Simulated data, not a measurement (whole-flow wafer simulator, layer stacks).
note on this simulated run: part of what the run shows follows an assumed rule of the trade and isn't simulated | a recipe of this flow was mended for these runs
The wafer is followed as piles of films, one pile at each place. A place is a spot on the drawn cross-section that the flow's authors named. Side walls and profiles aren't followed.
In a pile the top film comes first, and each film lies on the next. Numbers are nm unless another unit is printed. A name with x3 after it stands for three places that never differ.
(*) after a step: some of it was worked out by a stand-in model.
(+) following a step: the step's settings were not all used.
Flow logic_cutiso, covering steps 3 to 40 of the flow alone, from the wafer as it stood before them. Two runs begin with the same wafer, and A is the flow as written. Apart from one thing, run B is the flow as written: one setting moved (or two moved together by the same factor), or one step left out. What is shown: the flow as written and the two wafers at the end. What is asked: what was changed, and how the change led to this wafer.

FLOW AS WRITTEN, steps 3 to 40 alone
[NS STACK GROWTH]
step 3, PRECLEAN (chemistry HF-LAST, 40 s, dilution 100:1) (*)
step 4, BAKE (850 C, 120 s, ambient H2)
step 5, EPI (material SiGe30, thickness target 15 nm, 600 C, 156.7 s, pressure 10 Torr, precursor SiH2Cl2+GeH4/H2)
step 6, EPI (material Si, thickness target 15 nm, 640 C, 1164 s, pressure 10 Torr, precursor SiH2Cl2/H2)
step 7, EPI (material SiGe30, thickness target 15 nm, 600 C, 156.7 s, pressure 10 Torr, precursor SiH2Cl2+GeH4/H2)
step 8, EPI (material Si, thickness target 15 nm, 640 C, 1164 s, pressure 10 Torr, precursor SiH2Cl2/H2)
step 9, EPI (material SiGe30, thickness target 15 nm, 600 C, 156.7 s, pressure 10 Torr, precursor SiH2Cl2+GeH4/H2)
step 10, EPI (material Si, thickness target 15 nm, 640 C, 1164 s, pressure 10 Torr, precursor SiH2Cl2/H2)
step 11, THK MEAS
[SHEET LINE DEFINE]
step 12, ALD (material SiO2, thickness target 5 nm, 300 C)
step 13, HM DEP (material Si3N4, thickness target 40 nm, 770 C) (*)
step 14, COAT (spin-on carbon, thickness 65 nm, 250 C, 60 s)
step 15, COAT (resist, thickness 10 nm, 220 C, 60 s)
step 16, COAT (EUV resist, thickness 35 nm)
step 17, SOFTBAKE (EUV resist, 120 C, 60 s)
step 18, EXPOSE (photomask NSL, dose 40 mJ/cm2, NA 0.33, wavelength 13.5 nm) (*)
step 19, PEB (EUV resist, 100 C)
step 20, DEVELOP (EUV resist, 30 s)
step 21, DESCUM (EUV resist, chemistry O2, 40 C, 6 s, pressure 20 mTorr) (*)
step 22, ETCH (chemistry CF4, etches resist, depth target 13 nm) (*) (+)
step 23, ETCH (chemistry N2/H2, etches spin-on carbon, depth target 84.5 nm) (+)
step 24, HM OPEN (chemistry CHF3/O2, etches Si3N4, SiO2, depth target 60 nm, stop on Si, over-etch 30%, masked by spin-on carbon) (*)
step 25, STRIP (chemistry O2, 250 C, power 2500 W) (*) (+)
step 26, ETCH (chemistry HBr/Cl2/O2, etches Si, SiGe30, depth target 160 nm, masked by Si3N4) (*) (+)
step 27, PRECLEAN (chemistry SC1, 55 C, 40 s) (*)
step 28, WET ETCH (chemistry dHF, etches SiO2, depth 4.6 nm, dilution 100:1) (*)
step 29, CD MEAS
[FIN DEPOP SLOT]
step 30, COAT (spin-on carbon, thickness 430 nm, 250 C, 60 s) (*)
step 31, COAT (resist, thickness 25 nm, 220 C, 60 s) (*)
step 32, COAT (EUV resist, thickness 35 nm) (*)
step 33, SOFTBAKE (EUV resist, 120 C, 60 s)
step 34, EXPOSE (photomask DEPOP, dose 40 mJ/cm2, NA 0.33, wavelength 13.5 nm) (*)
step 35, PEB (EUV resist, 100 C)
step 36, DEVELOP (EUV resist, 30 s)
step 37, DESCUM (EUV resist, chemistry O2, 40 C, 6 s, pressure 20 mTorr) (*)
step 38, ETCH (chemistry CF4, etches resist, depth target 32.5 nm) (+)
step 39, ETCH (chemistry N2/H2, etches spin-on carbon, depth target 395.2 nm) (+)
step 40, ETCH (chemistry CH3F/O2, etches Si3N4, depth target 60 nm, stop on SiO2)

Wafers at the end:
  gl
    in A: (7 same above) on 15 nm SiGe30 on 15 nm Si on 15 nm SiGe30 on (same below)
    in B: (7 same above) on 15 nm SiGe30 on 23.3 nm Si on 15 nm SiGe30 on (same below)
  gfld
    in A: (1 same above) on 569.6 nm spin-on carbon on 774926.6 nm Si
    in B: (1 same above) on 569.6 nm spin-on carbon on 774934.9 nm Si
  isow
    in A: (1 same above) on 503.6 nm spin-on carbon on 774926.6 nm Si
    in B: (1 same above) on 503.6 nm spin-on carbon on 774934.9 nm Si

The reason: step 6, EPI: thickness target 23.2 nm was run, while the flow as written has thickness target 15 nm; step 6, EPI: 1805 s was run, where the flow has 1164 s.

How this came from the change, step by step:
  step 6, EPI (material Si, thickness target 15 nm, 640 C, 1164 s, pressure 10 Torr, precursor SiH2Cl2/H2)
      depop, dpovl, gfld and 19 more: A +15 Si (new film) | B +23.3 Si (new film)
  step 26, ETCH (chemistry HBr/Cl2/O2, etches Si, SiGe30, depth target 160 nm, masked by Si3N4) (*) (+)
      dpovl, gfld, gxf, iso, isow, lnri, nsgap: A -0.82 chemical SiO2 (all of it), -12 Si (all of it), -15 SiGe30 (all of it), -15 Si (all of it), -15 SiGe30 (all of it), -15 Si (all of it), -15 SiGe30 (all of it), -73 Si | B -0.82 chemical SiO2 (all of it), -12 Si (all of it), -15 SiGe30 (all of it), -15 Si (all of it), -15 SiGe30 (all of it), -23.3 Si (all of it), -15 SiGe30 (all of it), -64.8 Si
